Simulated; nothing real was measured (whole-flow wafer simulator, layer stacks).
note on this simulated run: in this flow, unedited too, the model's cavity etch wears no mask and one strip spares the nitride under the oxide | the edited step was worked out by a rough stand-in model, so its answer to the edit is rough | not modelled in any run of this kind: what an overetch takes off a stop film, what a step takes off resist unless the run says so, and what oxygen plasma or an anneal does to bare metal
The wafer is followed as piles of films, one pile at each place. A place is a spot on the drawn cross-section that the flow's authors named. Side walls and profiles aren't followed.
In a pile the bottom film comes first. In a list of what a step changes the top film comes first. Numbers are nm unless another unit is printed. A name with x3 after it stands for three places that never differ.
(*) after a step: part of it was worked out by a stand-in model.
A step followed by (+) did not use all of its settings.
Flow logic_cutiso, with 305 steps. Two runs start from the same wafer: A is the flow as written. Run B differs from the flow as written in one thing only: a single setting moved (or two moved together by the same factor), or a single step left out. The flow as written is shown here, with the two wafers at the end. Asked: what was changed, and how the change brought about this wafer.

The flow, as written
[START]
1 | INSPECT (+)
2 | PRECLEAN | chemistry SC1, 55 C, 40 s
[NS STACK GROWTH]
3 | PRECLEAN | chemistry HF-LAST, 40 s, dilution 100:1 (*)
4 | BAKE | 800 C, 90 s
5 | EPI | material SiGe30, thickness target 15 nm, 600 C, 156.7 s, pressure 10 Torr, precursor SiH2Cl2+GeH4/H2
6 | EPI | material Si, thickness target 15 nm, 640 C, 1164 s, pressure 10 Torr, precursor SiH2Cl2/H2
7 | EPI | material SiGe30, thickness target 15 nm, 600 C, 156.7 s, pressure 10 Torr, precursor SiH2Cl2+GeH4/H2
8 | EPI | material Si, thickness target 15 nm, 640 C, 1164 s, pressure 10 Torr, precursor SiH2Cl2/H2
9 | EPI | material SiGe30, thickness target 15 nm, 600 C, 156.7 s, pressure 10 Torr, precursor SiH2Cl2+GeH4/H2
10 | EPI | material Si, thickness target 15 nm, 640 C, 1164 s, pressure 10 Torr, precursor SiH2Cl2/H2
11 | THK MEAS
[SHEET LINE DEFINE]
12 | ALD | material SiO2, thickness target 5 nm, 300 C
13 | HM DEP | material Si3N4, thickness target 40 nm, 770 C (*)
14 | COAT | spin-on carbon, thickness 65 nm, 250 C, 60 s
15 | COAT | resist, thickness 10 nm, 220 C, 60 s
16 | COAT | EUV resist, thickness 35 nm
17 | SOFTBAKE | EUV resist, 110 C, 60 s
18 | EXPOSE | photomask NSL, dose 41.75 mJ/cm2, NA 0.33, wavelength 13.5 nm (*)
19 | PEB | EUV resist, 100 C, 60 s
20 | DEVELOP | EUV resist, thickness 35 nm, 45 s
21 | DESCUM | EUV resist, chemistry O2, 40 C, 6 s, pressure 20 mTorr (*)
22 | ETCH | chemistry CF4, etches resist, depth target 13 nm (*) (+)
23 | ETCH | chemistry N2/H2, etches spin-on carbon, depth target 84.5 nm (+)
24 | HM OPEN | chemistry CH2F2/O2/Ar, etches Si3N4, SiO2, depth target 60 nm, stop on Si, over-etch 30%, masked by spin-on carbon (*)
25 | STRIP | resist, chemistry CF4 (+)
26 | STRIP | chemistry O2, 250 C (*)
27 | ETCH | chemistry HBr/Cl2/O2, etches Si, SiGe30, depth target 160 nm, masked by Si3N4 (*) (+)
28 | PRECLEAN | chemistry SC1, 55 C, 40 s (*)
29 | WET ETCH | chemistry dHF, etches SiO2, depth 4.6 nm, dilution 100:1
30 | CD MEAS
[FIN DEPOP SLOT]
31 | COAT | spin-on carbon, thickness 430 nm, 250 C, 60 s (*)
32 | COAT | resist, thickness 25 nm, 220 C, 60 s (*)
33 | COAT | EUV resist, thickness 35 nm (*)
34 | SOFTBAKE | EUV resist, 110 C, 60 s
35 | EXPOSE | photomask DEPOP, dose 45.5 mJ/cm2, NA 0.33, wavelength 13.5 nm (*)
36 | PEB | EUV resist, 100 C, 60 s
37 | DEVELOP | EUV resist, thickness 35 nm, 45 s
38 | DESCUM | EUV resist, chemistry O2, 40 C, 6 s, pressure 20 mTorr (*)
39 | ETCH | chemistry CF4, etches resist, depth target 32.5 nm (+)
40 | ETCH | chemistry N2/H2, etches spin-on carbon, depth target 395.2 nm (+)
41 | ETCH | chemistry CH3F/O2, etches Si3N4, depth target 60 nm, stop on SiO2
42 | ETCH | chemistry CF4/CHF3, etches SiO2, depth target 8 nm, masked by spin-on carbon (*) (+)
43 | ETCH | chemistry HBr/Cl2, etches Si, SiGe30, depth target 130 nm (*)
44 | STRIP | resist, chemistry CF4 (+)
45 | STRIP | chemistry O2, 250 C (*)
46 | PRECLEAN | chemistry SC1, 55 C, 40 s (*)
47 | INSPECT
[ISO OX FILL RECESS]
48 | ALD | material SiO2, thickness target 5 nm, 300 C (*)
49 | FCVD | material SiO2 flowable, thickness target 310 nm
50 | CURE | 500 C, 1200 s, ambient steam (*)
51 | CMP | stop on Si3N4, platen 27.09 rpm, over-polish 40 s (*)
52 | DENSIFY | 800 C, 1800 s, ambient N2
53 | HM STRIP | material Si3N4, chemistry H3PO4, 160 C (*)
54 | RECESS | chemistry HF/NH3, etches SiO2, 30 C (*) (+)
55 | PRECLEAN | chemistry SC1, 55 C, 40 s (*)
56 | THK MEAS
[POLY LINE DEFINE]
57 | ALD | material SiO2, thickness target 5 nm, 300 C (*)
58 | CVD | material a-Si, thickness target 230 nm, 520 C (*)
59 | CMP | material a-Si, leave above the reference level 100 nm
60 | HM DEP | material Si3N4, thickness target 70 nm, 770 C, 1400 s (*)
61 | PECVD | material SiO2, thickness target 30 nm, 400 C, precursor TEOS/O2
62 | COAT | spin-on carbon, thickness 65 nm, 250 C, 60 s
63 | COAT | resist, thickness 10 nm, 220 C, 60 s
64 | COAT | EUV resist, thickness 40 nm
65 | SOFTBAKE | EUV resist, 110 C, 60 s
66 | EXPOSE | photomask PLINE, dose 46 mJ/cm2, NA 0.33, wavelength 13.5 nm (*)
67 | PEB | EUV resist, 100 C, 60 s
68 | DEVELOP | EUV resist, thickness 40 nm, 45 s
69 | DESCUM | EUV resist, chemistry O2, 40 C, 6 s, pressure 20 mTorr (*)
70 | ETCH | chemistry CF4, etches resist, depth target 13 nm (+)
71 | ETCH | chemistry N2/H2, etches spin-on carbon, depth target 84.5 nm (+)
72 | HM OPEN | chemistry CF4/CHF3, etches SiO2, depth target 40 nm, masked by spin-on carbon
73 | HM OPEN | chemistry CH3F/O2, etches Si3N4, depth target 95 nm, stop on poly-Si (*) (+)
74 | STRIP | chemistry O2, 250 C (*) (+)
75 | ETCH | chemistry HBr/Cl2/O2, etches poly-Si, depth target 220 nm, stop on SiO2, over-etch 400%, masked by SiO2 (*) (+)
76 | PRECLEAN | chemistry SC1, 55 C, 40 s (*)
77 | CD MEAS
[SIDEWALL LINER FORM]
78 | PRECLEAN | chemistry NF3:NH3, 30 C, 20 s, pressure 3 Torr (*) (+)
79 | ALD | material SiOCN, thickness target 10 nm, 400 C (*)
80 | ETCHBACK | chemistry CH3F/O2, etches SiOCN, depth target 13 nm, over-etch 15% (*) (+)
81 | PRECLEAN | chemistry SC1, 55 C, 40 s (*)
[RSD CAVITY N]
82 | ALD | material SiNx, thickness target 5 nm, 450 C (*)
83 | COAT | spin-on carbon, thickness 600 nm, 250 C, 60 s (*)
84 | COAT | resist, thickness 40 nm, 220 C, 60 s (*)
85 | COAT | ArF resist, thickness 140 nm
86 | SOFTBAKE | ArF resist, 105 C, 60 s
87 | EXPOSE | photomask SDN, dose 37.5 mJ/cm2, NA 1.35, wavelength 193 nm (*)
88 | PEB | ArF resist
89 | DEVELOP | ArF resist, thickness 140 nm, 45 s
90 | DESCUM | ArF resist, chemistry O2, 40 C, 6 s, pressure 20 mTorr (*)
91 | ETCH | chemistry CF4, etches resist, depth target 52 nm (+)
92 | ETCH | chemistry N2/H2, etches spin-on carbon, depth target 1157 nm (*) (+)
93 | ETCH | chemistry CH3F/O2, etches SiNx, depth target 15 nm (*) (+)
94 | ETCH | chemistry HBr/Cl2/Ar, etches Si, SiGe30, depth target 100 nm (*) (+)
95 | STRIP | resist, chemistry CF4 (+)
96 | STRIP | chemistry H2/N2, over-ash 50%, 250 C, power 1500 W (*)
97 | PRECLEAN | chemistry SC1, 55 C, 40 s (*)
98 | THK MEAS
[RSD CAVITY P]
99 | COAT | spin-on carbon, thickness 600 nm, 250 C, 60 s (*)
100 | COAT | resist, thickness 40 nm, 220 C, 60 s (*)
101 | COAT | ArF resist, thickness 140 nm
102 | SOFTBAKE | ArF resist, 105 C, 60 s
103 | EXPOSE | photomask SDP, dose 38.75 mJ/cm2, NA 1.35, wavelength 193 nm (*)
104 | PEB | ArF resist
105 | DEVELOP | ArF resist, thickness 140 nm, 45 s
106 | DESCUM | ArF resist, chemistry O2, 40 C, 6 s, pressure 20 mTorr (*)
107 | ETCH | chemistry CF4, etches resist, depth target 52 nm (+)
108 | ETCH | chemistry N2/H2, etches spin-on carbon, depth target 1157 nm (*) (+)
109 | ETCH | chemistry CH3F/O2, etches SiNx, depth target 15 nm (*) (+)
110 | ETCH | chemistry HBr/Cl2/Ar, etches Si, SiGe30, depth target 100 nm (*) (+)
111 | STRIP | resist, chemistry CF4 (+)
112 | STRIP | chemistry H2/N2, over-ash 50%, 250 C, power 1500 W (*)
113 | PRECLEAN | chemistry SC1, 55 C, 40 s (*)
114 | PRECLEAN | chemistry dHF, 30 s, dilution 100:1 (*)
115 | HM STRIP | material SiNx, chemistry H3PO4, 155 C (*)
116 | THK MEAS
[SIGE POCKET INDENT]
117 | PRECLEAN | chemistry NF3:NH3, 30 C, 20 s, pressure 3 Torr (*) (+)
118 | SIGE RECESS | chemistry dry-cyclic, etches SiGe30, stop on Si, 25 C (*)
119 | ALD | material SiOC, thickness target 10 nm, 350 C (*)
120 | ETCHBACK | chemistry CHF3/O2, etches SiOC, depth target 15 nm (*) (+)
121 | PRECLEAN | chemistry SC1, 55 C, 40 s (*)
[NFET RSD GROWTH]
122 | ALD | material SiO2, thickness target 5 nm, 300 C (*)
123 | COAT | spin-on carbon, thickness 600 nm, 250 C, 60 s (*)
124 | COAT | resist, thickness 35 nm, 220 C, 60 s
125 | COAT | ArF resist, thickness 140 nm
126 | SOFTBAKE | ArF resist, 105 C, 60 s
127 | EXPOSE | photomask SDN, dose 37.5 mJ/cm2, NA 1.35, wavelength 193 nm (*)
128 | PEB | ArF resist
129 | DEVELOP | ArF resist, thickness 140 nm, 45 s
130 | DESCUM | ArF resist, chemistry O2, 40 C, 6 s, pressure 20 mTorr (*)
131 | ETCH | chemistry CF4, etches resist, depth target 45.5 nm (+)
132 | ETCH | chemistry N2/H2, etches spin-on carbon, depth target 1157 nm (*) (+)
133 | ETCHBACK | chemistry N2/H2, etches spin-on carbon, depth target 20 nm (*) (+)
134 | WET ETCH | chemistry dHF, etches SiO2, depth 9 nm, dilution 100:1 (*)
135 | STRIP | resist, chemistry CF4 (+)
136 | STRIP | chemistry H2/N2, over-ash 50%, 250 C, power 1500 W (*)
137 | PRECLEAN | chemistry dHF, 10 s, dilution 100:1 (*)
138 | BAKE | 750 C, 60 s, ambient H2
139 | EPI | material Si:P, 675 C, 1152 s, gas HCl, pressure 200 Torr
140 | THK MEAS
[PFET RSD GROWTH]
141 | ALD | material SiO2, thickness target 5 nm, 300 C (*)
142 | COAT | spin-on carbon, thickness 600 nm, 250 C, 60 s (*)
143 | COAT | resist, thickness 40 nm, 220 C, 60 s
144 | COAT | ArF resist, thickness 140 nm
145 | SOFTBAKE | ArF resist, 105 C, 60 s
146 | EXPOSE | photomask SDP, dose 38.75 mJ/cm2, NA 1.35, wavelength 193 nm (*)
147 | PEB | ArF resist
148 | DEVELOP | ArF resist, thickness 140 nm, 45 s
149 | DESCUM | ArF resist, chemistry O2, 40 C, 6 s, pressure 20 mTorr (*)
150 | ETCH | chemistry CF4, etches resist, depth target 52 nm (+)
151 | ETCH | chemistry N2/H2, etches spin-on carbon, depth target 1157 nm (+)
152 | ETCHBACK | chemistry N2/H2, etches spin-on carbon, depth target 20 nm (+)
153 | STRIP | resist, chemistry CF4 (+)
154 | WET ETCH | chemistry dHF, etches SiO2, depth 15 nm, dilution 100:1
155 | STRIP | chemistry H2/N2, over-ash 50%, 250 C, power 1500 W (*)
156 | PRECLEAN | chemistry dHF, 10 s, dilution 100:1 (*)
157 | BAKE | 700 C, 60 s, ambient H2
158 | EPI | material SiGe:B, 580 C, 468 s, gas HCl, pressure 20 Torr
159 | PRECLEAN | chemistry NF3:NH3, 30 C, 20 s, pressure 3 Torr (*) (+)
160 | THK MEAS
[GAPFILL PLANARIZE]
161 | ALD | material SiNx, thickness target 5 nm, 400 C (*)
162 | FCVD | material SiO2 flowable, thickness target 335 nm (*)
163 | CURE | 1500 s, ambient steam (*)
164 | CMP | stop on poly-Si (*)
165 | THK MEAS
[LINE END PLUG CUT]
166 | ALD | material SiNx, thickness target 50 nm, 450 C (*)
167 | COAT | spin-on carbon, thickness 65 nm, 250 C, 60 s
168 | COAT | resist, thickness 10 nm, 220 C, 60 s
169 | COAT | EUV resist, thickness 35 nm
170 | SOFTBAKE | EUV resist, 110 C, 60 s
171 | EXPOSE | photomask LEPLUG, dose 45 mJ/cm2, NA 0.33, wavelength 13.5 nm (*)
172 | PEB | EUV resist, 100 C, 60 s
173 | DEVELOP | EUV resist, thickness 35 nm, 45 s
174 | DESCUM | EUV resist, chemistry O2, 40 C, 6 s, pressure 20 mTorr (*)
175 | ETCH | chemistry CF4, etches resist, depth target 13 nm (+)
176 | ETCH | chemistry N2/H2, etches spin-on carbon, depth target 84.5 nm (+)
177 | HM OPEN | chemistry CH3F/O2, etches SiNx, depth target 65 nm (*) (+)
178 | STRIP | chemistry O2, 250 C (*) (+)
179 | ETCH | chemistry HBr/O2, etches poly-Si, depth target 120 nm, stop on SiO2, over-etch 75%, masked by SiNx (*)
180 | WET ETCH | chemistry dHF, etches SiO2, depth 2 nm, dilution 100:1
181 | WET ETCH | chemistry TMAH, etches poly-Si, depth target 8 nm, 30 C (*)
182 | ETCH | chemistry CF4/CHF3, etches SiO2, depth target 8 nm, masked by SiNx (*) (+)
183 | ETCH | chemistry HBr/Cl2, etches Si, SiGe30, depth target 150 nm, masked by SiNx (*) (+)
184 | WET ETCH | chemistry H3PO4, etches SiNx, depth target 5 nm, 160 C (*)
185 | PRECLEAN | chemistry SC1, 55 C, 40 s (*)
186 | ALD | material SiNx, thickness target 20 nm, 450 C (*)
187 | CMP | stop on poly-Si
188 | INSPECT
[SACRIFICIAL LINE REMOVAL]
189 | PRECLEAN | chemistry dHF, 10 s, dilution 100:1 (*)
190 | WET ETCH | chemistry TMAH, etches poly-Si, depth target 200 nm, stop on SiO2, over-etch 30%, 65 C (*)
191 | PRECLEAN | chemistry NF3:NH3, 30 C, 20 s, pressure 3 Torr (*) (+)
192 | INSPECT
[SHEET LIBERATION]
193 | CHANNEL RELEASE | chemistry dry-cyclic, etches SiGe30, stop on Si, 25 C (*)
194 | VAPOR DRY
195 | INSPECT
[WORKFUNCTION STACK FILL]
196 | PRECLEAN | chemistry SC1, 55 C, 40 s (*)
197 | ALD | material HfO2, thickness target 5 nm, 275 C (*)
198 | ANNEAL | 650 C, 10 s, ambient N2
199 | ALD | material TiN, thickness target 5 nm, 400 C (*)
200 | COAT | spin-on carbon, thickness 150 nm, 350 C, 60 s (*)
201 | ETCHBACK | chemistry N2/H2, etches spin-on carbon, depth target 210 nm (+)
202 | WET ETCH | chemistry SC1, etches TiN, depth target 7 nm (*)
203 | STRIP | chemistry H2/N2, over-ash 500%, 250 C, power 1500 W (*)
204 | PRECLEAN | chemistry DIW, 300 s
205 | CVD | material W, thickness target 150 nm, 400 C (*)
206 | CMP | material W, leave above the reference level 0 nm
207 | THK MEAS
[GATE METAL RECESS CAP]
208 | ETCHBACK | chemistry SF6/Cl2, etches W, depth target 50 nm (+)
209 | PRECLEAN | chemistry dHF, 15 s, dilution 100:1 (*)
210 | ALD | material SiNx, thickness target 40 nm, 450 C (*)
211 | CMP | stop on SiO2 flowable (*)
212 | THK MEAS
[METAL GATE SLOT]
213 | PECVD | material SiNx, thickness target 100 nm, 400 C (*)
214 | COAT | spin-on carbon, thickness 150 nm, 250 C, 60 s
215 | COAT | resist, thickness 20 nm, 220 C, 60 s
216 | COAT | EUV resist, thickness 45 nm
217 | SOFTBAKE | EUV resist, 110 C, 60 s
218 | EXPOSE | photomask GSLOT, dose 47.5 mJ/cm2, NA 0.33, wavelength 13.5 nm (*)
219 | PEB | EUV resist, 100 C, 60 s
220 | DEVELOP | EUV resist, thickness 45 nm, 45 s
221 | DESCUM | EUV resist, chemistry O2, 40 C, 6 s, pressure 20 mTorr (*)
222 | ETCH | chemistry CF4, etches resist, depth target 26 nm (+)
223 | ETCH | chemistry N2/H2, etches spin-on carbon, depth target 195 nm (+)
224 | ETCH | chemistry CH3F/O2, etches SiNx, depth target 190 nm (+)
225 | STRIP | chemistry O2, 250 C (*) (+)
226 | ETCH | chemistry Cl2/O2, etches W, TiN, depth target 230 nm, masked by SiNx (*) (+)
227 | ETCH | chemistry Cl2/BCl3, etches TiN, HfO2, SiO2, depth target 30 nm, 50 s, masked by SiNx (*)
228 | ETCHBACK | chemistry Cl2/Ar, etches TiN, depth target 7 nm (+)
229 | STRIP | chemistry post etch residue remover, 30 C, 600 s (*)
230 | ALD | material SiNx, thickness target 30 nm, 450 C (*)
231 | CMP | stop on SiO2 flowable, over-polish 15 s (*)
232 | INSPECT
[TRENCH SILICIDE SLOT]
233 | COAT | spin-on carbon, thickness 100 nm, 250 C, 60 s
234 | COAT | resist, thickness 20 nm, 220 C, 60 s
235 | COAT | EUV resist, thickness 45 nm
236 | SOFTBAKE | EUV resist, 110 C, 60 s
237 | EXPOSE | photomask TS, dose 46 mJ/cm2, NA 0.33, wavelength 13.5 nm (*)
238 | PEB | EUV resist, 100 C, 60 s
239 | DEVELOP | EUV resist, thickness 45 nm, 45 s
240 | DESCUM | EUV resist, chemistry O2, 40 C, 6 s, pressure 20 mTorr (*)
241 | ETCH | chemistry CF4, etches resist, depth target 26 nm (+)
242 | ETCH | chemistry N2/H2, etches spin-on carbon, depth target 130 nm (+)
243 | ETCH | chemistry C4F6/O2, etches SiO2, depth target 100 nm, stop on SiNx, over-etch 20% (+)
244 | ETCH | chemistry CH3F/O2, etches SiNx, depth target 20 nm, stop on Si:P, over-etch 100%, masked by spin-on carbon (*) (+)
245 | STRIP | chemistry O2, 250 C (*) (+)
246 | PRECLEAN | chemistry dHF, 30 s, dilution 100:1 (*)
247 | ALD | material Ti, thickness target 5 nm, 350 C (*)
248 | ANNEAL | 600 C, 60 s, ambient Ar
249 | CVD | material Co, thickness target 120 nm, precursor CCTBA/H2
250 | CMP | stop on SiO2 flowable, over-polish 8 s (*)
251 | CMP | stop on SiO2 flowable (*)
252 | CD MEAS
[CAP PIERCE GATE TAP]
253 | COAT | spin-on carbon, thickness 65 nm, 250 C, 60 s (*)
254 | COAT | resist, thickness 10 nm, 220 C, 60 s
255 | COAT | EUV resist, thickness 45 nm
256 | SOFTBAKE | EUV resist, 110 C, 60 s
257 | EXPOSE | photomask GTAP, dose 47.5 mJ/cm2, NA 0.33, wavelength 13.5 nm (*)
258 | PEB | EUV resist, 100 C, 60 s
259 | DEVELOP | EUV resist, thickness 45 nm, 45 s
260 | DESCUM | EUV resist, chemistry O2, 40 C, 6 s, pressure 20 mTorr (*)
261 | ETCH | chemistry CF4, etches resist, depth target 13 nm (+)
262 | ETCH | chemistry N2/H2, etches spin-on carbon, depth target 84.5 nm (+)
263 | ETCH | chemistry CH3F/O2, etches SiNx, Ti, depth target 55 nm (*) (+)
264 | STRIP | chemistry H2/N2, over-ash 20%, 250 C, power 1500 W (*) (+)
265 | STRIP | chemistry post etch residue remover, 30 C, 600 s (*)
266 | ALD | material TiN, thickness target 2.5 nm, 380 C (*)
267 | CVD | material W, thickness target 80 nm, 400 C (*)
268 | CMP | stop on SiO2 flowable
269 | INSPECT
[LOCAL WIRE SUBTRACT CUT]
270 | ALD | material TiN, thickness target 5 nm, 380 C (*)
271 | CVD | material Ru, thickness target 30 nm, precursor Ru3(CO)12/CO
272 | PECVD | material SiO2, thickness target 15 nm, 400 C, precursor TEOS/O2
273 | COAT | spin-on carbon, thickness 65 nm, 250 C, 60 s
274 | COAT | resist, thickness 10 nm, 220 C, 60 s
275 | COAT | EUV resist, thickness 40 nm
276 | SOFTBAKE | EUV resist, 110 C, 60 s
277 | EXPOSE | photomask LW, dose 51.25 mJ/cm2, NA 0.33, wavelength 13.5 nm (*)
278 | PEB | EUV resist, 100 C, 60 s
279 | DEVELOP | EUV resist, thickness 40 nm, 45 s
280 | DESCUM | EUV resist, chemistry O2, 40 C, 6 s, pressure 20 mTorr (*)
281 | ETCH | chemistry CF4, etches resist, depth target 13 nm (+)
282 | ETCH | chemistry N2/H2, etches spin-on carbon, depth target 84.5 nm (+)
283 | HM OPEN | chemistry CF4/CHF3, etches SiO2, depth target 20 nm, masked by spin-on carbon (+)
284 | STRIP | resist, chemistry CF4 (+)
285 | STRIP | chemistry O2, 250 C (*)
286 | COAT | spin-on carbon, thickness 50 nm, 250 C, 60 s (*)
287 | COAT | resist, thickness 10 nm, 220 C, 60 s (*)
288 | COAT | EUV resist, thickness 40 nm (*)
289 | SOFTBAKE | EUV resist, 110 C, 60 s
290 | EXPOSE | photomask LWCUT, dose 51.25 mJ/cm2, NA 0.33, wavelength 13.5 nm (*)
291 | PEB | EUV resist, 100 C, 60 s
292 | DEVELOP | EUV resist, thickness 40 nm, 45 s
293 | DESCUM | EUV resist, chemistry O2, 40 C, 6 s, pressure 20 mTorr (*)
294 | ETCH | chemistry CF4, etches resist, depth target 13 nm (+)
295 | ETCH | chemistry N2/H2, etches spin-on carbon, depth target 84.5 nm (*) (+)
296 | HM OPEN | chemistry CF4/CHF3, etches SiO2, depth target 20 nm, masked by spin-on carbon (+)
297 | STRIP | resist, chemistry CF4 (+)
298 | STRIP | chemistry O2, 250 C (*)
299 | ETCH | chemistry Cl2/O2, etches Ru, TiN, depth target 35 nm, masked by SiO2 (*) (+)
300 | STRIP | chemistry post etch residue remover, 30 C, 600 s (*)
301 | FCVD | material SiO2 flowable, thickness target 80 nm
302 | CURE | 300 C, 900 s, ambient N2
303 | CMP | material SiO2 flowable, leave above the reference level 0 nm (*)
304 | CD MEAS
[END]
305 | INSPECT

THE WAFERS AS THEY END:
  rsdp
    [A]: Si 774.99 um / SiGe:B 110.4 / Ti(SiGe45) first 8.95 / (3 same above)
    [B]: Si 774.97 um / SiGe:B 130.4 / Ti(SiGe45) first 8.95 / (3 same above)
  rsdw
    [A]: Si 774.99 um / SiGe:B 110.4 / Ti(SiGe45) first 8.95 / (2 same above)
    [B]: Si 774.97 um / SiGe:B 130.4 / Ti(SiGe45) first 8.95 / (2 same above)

What caused this: step 110, ETCH: depth target 120 nm was run, while the flow as written has depth target 100 nm.

Step by step, how the change led to this:
  110 | ETCH | chemistry HBr/Cl2/Ar, etches Si, SiGe30, depth target 100 nm (*) (+)
      rsdp, rsdw: A -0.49 chemical SiO2 (all of it), -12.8 Si (all of it), -15 SiGe30 (all of it), -15 Si (all of it), -15 SiGe30 (all of it), -15 Si (all of it), -15 SiGe30 (all of it), -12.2 Si | B -0.49 chemical SiO2 (all of it), -12.8 Si (all of it), -15 SiGe30 (all of it), -15 Si (all of it), -15 SiGe30 (all of it), -15 Si (all of it), -15 SiGe30 (all of it), -32.2 Si
  123 | COAT | spin-on carbon, thickness 600 nm, 250 C, 60 s (*)
      rsdp, rsdw: A +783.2 spin-on carbon (new film) | B +800.7 spin-on carbon (new film)
  136 | STRIP | chemistry H2/N2, over-ash 50%, 250 C, power 1500 W (*)
      rsdp, rsdw: A -783.2 spin-on carbon (all of it) | B -800.7 spin-on carbon (all of it)
  142 | COAT | spin-on carbon, thickness 600 nm, 250 C, 60 s (*)
      rsdp: A +806.8 spin-on carbon (new film) | B +824.8 spin-on carbon (new film)
      rsdw: A +806.7 spin-on carbon (new film) | B +824.8 spin-on carbon (new film)
  151 | ETCH | chemistry N2/H2, etches spin-on carbon, depth target 1157 nm (+)
      depop, dpovl, gfld and 14 more: A -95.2 ArF resist (all of it), -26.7 resist | B -95.2 ArF resist (all of it), -27.3 resist
      rsdp, rsdw: A -800.8 spin-on carbon (all of it) | B -818.8 spin-on carbon (all of it)
  153 | STRIP | resist, chemistry CF4 (+)
      depop, dpovl, gfld and 7 more: A -12 resist (all of it) | B -11.4 resist (all of it)
      gl, gxf, gxn, lnrt, rsdn, rsdx, tap: A -12 resist (all of it) | B -11.3 resist (all of it)
  158 | EPI | material SiGe:B, 580 C, 468 s, gas HCl, pressure 20 Torr
      rsdp, rsdw: A +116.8 SiGe:B (new film) | B +136.8 SiGe:B (new film)
